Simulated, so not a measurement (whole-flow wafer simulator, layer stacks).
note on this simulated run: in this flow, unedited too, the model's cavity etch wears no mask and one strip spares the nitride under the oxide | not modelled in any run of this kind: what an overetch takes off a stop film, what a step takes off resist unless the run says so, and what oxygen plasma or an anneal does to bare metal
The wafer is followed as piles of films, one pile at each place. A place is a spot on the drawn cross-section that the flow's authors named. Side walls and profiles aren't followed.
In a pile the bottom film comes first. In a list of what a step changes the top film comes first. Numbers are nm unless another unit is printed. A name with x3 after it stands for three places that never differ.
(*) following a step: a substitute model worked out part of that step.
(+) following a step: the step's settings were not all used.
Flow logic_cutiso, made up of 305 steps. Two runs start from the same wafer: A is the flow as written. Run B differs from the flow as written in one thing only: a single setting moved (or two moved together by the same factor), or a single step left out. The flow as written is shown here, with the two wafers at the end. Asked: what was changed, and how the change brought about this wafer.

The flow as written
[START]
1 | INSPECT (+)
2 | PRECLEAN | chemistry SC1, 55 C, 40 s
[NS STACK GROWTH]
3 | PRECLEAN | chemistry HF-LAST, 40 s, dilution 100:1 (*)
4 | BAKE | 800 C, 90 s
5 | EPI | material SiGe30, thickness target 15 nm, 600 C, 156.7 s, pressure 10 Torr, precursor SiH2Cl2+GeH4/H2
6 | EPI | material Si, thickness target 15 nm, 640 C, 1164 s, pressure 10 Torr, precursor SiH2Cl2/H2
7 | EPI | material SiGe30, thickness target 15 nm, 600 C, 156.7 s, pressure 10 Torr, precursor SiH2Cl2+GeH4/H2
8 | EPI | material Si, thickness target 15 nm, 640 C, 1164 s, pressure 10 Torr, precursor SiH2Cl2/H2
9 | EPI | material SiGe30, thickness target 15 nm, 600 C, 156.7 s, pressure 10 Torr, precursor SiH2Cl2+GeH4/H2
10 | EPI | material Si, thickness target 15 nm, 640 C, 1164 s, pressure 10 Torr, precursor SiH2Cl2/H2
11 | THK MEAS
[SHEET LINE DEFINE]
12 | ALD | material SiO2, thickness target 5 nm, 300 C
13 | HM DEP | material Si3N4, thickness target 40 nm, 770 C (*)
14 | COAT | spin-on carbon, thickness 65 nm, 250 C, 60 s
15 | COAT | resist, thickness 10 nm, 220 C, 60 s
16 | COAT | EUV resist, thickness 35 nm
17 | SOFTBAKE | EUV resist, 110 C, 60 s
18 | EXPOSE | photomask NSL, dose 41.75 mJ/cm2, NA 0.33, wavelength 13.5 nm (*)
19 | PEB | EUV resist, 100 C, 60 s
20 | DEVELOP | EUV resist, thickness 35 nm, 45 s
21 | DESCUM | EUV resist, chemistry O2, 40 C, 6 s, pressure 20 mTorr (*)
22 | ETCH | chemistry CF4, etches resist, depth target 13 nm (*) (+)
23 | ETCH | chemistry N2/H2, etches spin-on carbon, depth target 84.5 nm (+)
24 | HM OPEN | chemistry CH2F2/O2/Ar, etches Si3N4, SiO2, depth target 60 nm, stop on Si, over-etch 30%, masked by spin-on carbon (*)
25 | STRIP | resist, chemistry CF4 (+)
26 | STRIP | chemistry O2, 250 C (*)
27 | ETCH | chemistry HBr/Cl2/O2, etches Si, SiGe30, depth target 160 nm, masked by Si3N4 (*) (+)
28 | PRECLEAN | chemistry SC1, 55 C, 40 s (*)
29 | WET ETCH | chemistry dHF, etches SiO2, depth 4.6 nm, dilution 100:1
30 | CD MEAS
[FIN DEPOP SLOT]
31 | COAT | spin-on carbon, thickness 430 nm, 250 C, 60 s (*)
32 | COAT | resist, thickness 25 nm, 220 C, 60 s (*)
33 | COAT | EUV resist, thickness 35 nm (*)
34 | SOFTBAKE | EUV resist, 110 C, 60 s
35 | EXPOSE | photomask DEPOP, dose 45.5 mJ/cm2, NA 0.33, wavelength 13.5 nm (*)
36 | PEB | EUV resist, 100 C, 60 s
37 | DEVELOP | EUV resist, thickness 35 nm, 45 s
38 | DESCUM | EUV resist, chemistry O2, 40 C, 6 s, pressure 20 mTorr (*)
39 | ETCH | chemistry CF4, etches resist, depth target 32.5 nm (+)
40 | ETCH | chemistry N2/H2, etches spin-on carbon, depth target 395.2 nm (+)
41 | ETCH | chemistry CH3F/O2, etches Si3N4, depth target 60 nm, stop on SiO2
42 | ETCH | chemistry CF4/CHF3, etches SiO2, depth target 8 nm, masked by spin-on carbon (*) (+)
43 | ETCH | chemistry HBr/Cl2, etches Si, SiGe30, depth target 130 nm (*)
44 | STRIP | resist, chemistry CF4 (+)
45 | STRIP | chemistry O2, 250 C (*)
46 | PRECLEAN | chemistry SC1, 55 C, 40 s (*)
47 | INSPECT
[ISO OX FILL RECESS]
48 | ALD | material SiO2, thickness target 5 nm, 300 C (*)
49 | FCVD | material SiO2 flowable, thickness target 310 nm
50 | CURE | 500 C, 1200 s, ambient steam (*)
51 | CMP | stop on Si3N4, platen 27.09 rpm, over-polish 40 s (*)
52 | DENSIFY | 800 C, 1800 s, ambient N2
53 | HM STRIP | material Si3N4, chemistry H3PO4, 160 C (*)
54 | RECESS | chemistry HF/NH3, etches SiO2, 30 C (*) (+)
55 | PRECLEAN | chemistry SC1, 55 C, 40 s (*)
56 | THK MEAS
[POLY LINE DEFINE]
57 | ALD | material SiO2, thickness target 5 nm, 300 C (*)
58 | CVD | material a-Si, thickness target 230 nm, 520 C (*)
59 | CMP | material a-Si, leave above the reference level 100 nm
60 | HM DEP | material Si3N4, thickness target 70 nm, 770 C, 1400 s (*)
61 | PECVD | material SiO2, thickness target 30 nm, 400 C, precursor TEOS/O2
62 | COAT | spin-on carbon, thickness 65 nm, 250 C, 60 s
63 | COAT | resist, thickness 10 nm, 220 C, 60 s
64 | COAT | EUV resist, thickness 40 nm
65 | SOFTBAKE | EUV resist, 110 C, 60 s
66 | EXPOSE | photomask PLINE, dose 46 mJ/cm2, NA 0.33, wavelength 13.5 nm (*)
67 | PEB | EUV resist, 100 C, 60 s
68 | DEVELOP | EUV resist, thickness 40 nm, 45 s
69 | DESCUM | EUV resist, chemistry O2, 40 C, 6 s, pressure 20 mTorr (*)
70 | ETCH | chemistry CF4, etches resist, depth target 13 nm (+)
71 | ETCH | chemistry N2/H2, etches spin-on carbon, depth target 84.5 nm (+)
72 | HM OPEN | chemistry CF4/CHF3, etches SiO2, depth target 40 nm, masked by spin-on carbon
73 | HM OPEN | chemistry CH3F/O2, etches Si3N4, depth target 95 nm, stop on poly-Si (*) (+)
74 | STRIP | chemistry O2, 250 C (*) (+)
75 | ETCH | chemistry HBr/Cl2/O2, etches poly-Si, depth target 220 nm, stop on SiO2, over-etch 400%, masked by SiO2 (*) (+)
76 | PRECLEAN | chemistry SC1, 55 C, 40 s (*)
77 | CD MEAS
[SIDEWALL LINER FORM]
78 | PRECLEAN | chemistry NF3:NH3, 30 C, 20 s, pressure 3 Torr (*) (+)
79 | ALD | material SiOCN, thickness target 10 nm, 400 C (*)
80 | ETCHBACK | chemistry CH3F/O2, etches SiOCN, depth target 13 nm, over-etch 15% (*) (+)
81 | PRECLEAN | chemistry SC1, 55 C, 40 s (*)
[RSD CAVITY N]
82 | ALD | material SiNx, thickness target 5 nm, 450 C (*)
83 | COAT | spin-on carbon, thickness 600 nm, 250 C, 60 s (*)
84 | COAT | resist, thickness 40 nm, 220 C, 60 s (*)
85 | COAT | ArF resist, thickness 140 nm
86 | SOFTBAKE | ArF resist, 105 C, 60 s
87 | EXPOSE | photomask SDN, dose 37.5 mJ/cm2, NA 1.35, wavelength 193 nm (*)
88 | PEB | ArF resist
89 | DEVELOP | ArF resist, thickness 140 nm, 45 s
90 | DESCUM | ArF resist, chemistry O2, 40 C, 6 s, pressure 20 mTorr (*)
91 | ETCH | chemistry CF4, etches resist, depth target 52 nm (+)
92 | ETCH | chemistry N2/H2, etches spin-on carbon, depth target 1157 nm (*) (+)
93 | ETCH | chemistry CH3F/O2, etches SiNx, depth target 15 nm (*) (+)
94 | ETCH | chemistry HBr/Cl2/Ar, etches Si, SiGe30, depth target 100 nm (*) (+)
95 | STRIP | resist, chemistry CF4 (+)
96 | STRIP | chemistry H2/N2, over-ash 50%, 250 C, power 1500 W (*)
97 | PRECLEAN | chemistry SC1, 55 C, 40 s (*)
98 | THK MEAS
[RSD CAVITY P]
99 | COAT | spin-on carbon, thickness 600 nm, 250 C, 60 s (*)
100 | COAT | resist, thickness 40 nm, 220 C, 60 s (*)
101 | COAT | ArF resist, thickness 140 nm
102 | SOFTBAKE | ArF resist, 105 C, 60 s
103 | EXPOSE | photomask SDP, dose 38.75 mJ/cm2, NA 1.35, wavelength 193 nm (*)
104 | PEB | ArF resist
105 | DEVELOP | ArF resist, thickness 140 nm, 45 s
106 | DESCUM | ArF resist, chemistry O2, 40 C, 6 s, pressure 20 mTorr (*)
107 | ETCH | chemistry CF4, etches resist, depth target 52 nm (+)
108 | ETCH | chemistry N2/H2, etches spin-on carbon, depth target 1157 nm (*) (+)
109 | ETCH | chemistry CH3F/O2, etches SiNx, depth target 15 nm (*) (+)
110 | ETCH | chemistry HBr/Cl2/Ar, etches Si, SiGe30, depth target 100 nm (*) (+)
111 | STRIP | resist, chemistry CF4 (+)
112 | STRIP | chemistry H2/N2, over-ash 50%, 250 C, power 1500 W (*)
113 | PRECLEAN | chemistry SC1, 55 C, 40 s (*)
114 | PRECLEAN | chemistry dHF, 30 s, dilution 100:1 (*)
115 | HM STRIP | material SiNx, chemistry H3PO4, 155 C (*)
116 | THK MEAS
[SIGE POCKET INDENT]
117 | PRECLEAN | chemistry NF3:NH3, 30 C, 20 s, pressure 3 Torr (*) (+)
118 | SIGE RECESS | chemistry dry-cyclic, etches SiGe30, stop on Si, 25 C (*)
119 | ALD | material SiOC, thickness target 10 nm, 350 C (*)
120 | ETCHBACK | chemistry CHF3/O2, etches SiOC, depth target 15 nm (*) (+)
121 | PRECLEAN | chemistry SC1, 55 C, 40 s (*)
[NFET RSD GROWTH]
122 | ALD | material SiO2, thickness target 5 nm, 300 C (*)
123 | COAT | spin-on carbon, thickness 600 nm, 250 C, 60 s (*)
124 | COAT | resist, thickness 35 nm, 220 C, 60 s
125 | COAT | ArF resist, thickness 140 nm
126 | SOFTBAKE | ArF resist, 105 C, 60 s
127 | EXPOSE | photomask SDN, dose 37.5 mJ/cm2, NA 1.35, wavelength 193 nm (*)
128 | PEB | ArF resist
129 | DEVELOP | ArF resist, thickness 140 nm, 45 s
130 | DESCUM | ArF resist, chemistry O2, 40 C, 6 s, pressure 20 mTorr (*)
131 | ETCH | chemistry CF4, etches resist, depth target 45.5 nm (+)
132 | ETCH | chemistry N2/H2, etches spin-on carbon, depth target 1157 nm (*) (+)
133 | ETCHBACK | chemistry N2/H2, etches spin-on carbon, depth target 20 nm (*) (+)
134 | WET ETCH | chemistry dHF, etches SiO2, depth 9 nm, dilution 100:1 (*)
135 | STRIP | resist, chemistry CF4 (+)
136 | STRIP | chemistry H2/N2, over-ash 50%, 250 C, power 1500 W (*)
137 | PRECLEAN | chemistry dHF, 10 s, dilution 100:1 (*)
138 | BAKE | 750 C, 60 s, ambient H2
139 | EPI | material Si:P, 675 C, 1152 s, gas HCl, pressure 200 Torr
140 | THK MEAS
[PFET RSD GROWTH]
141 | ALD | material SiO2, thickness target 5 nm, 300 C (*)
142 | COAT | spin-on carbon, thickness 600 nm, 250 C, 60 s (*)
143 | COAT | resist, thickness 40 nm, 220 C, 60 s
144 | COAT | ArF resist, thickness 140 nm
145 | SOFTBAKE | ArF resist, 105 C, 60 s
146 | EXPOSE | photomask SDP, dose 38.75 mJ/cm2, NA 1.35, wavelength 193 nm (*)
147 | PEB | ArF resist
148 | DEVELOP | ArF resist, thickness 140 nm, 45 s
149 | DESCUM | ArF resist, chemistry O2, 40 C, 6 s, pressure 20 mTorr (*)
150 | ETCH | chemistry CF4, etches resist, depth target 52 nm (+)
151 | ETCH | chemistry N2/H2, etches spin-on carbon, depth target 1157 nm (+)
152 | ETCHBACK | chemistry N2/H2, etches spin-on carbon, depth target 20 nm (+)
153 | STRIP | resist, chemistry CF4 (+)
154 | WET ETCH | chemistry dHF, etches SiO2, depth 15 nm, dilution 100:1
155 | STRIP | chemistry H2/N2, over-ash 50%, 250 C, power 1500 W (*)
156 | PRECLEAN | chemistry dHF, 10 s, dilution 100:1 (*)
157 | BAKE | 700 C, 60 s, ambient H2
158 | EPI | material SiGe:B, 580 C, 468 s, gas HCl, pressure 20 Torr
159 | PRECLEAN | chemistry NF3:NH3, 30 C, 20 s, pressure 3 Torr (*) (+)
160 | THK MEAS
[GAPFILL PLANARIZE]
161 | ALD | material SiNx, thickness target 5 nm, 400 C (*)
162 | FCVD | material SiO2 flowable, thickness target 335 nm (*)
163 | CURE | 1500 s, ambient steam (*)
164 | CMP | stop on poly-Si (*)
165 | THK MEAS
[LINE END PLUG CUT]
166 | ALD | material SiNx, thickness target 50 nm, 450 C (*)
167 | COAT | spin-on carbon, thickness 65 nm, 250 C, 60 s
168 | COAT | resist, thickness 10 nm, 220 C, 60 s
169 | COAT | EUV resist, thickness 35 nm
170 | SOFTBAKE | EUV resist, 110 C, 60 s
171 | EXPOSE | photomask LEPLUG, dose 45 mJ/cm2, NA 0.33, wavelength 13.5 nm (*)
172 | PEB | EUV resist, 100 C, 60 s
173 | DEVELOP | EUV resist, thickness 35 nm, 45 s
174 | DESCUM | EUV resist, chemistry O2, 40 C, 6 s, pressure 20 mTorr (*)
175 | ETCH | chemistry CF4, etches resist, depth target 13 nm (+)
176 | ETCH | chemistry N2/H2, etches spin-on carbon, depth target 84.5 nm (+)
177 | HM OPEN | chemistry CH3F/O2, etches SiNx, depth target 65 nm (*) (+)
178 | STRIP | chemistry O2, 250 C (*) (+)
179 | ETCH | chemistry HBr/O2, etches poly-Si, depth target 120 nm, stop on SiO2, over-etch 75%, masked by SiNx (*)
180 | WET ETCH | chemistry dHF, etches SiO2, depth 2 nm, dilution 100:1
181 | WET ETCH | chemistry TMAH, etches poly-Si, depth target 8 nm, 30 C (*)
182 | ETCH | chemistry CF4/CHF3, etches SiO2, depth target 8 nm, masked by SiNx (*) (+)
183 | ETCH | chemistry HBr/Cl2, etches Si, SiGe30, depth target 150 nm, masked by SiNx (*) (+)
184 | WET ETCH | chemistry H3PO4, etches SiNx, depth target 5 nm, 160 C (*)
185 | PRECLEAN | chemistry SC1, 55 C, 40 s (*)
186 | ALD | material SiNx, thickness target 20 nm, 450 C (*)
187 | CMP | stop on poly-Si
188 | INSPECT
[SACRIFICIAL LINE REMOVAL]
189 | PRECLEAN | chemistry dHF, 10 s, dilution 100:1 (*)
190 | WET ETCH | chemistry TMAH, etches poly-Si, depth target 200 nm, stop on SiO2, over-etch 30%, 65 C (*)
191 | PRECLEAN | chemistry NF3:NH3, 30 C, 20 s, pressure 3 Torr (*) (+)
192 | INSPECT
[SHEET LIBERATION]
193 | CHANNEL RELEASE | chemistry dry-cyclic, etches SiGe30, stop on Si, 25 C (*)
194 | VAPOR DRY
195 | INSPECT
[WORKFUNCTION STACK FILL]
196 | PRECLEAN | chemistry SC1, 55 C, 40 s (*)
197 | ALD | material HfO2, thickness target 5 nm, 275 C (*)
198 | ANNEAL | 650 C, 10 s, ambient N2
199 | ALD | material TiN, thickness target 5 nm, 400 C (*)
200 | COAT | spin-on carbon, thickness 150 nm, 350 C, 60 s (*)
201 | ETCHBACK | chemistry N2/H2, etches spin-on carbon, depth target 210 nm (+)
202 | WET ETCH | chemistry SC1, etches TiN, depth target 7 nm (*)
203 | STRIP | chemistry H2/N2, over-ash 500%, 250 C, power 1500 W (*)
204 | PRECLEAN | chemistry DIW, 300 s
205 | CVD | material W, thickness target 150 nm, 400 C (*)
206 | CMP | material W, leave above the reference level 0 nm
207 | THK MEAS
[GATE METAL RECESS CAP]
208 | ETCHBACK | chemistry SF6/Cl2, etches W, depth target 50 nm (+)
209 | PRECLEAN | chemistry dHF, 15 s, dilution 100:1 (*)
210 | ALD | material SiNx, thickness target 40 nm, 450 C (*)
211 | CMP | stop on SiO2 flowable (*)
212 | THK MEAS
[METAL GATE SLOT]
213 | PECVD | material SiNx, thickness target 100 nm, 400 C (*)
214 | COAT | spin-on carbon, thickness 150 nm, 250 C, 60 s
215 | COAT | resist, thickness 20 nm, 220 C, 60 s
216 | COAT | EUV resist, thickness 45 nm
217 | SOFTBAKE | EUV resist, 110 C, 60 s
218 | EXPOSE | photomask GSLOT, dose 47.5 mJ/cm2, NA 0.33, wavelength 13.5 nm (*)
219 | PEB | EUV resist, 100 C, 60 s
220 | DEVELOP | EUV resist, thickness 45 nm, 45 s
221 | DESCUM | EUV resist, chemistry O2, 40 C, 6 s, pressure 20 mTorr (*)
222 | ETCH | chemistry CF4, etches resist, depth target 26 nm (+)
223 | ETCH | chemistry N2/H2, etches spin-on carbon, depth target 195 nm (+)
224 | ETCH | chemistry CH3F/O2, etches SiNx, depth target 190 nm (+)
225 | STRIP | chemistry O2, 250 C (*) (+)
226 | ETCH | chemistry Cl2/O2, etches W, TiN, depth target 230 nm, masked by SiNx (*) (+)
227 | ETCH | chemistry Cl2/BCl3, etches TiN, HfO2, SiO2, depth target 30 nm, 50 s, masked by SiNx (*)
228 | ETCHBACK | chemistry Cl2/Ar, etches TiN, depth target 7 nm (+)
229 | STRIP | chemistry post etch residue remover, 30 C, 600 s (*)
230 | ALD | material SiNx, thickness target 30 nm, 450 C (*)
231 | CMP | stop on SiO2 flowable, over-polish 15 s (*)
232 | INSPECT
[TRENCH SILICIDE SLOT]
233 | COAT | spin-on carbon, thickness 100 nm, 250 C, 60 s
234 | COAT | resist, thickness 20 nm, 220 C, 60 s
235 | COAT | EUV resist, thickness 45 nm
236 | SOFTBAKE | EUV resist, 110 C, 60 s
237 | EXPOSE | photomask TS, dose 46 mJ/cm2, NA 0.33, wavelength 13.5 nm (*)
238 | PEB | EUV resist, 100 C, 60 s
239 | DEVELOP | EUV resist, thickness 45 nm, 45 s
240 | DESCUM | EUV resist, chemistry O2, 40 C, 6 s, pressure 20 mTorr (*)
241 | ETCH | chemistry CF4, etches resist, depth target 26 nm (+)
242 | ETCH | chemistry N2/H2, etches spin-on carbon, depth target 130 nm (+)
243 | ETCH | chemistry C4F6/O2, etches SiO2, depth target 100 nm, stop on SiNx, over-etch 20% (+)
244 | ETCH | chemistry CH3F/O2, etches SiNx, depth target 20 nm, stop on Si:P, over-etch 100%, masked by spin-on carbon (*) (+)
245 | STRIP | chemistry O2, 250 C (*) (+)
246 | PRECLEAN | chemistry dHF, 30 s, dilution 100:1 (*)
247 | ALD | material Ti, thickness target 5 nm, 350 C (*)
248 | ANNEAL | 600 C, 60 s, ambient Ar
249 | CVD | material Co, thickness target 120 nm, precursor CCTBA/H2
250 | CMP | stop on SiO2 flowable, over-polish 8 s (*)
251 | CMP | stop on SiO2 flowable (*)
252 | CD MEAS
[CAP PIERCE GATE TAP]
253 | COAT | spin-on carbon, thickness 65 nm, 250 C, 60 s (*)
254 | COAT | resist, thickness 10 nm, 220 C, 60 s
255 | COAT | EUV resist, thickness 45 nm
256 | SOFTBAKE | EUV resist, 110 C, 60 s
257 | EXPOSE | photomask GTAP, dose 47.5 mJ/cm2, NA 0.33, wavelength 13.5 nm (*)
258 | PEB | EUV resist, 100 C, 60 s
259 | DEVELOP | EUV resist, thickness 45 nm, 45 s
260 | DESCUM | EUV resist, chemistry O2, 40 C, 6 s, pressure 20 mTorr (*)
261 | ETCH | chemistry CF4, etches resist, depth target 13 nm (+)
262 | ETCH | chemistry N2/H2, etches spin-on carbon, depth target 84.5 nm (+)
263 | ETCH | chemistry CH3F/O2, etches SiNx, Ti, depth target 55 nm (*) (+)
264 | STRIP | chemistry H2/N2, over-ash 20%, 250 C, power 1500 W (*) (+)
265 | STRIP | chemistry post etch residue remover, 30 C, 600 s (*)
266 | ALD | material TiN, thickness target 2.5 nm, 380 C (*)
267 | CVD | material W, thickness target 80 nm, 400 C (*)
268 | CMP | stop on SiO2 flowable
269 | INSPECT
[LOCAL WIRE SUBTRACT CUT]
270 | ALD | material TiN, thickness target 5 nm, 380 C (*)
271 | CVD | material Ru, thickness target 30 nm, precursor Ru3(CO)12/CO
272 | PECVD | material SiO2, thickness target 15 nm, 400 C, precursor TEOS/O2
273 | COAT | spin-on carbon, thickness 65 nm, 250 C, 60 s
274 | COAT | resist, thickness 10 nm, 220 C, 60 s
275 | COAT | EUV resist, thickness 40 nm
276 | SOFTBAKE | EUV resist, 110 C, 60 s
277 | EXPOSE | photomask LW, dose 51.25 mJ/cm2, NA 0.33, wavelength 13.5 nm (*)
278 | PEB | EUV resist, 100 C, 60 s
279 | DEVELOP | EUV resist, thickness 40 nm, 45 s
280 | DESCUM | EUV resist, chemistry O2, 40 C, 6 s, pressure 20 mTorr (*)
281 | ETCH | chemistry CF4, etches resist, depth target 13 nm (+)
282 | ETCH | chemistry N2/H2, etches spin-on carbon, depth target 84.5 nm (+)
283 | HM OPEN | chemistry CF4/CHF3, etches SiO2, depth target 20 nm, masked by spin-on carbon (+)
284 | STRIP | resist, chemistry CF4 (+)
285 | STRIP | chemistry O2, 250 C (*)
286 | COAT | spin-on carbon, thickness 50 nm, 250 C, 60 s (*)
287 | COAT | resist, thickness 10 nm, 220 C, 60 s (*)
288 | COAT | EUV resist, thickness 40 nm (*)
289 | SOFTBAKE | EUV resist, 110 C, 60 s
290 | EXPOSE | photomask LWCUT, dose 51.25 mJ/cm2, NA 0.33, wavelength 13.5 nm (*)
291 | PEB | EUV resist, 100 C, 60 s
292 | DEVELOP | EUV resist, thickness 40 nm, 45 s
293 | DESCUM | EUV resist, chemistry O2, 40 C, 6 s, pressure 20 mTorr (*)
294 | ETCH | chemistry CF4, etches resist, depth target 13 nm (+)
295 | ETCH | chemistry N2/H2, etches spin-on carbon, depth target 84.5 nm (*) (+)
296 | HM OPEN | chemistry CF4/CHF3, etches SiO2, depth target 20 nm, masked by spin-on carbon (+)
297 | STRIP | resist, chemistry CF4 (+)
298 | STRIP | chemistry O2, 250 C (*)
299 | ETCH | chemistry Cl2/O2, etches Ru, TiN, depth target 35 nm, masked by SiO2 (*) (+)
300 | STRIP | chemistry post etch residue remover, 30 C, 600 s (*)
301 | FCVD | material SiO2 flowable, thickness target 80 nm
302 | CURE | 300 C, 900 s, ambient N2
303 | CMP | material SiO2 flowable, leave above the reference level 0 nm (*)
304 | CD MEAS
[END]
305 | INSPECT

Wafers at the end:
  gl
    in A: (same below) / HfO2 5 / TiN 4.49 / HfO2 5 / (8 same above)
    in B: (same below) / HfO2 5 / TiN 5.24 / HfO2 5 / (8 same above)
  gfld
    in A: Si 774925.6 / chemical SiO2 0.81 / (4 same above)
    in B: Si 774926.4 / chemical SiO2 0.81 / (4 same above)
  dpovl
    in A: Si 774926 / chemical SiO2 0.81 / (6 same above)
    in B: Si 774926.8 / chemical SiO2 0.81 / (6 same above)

Cause: step 9, EPI: thickness target 15.8 nm was run, though the flow has thickness target 15 nm; step 9, EPI: 164.5 s was run, where the flow has 156.7 s.

Step by step, how the change led to this:
  9 | EPI | material SiGe30, thickness target 15 nm, 600 C, 156.7 s, pressure 10 Torr, precursor SiH2Cl2+GeH4/H2
      depop, dpovl, gfld and 19 more: A +15 SiGe30 (new film) | B +15.8 SiGe30 (new film)
  27 | ETCH | chemistry HBr/Cl2/O2, etches Si, SiGe30, depth target 160 nm, masked by Si3N4 (*) (+)
      gfld, gxf, iso, lnri: A -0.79 chemical SiO2 (all of it), -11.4 Si (all of it), -15 SiGe30 (all of it), -15 Si (all of it), -15 SiGe30 (all of it), -15 Si (all of it), -15 SiGe30 (all of it), -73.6 Si | B -0.79 chemical SiO2 (all of it), -11.4 Si (all of it), -15.8 SiGe30 (all of it), -15 Si (all of it), -15 SiGe30 (all of it), -15 Si (all of it), -15 SiGe30 (all of it), -72.9 Si
      dpovl, nsgap: A -0.79 chemical SiO2 (all of it), -11.8 Si (all of it), -15 SiGe30 (all of it), -15 Si (all of it), -15 SiGe30 (all of it), -15 Si (all of it), -15 SiGe30 (all of it), -73.2 Si | B -0.79 chemical SiO2 (all of it), -11.8 Si (all of it), -15.8 SiGe30 (all of it), -15 Si (all of it), -15 SiGe30 (all of it), -15 Si (all of it), -15 SiGe30 (all of it), -72.5 Si
      (as well as at 1 more place)
  43 | ETCH | chemistry HBr/Cl2, etches Si, SiGe30, depth target 130 nm (*)
      depop: A -14 Si (all of it), -15 SiGe30 (all of it), -15 Si (all of it), -15 SiGe30 (all of it), -15 Si (all of it), -15 SiGe30 (all of it), -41 Si | B -14 Si (all of it), -15.8 SiGe30 (all of it), -15 Si (all of it), -15 SiGe30 (all of it), -15 Si (all of it), -15 SiGe30 (all of it), -40.2 Si
  94 | ETCH | chemistry HBr/Cl2/Ar, etches Si, SiGe30, depth target 100 nm (*) (+)
      rsdn, rsdx: A -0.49 chemical SiO2 (all of it), -12.8 Si (all of it), -15 SiGe30 (all of it), -15 Si (all of it), -15 SiGe30 (all of it), -15 Si (all of it), -15 SiGe30 (all of it), -12.2 Si | B -0.49 chemical SiO2 (all of it), -12.8 Si (all of it), -15.8 SiGe30 (all of it), -15 Si (all of it), -15 SiGe30 (all of it), -15 Si (all of it), -15 SiGe30 (all of it), -11.4 Si
  110 | ETCH | chemistry HBr/Cl2/Ar, etches Si, SiGe30, depth target 100 nm (*) (+)
      rsdp, rsdw: A -0.49 chemical SiO2 (all of it), -12.8 Si (all of it), -15 SiGe30 (all of it), -15 Si (all of it), -15 SiGe30 (all of it), -15 Si (all of it), -15 SiGe30 (all of it), -12.2 Si | B -0.49 chemical SiO2 (all of it), -12.8 Si (all of it), -15.8 SiGe30 (all of it), -15 Si (all of it), -15 SiGe30 (all of it), -15 Si (all of it), -15 SiGe30 (all of it), -11.4 Si
  118 | SIGE RECESS | chemistry dry-cyclic, etches SiGe30, stop on Si, 25 C (*)
      lnr, lnrp, lnrt: A -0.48 SiOCN, -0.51 Si, +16 cavity (new film), -15 SiGe30 (all of it), -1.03 Si, +16 cavity (new film), -15 SiGe30 (all of it), -1.03 Si, +16 cavity (new film), -15 SiGe30 (all of it), -0.51 Si | B -0.48 SiOCN, -0.51 Si, +16.8 cavity (new film), -15.8 SiGe30 (all of it), -1.03 Si, +16 cavity (new film), -15 SiGe30 (all of it), -1.03 Si, +16 cavity (new film), -15 SiGe30 (all of it), -0.51 Si
  119 | ALD | material SiOC, thickness target 10 nm, 350 C (*)
      lnr, lnrp, lnrt: A +10 SiOC (new film), +16 SiOC (new film), -16 cavity (all of it), +16 SiOC (new film), -16 cavity (all of it), +16 SiOC (new film), -16 cavity (all of it) | B +10 SiOC (new film), +16.8 SiOC (new film), -16.8 cavity (all of it), +16 SiOC (new film), -16 cavity (all of it), +16 SiOC (new film), -16 cavity (all of it)
  183 | ETCH | chemistry HBr/Cl2, etches Si, SiGe30, depth target 150 nm, masked by SiNx (*) (+)
      plug: A -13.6 Si (all of it), -15 SiGe30 (all of it), -15 Si (all of it), -15 SiGe30 (all of it), -15 Si (all of it), -15 SiGe30 (all of it), -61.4 Si | B -13.6 Si (all of it), -15.8 SiGe30 (all of it), -15 Si (all of it), -15 SiGe30 (all of it), -15 Si (all of it), -15 SiGe30 (all of it), -60.7 Si
  193 | CHANNEL RELEASE | chemistry dry-cyclic, etches SiGe30, stop on Si, 25 C (*)
      gl, glp, gxn, gxp, ns, tap: A +0.8 chemical SiO2 (new film), -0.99 Si, +0.8 chemical SiO2 (new film), +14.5 cavity (new film), +0.8 chemical SiO2 (new film), -15 SiGe30 (all of it), -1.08 Si, +0.8 chemical SiO2 (new film), +14.5 cavity (new film), +0.8 chemical SiO2 (new film), -15 SiGe30 (all of it), -1.08 Si, +0.8 chemical SiO2 (new film), +14.5 cavity (new film), +0.8 chemical SiO2 (new film), -15 SiGe30 (all of it), -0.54 Si | B +0.8 chemical SiO2 (new film), -0.99 Si, +0.8 chemical SiO2 (new film), +15.2 cavity (new film), +0.8 chemical SiO2 (new film), -15.8 SiGe30 (all of it), -1.08 Si, +0.8 chemical SiO2 (new film), +14.5 cavity (new film), +0.8 chemical SiO2 (new film), -15 SiGe30 (all of it), -1.08 Si, +0.8 chemical SiO2 (new film), +14.5 cavity (new film), +0.8 chemical SiO2 (new film), -15 SiGe30 (all of it), -0.54 Si
  199 | ALD | material TiN, thickness target 5 nm, 400 C (*)
      gl, glp, tap: A +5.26 TiN (new film), +4.49 TiN (new film), -4.49 cavity (all of it), +4.49 TiN (new film), -4.49 cavity (all of it), +4.49 TiN (new film), -4.49 cavity (all of it) | B +5.26 TiN (new film), +5.24 TiN (new film), -5.24 cavity (all of it), +4.49 TiN (new film), -4.49 cavity (all of it), +4.49 TiN (new film), -4.49 cavity (all of it)
      gxn, gxp, ns: A +5 TiN (new film), +4.49 TiN (new film), -4.49 cavity (all of it), +4.49 TiN (new film), -4.49 cavity (all of it), +4.49 TiN (new film), -4.49 cavity (all of it) | B +5 TiN (new film), +5.24 TiN (new film), -5.24 cavity (all of it), +4.49 TiN (new film), -4.49 cavity (all of it), +4.49 TiN (new film), -4.49 cavity (all of it)
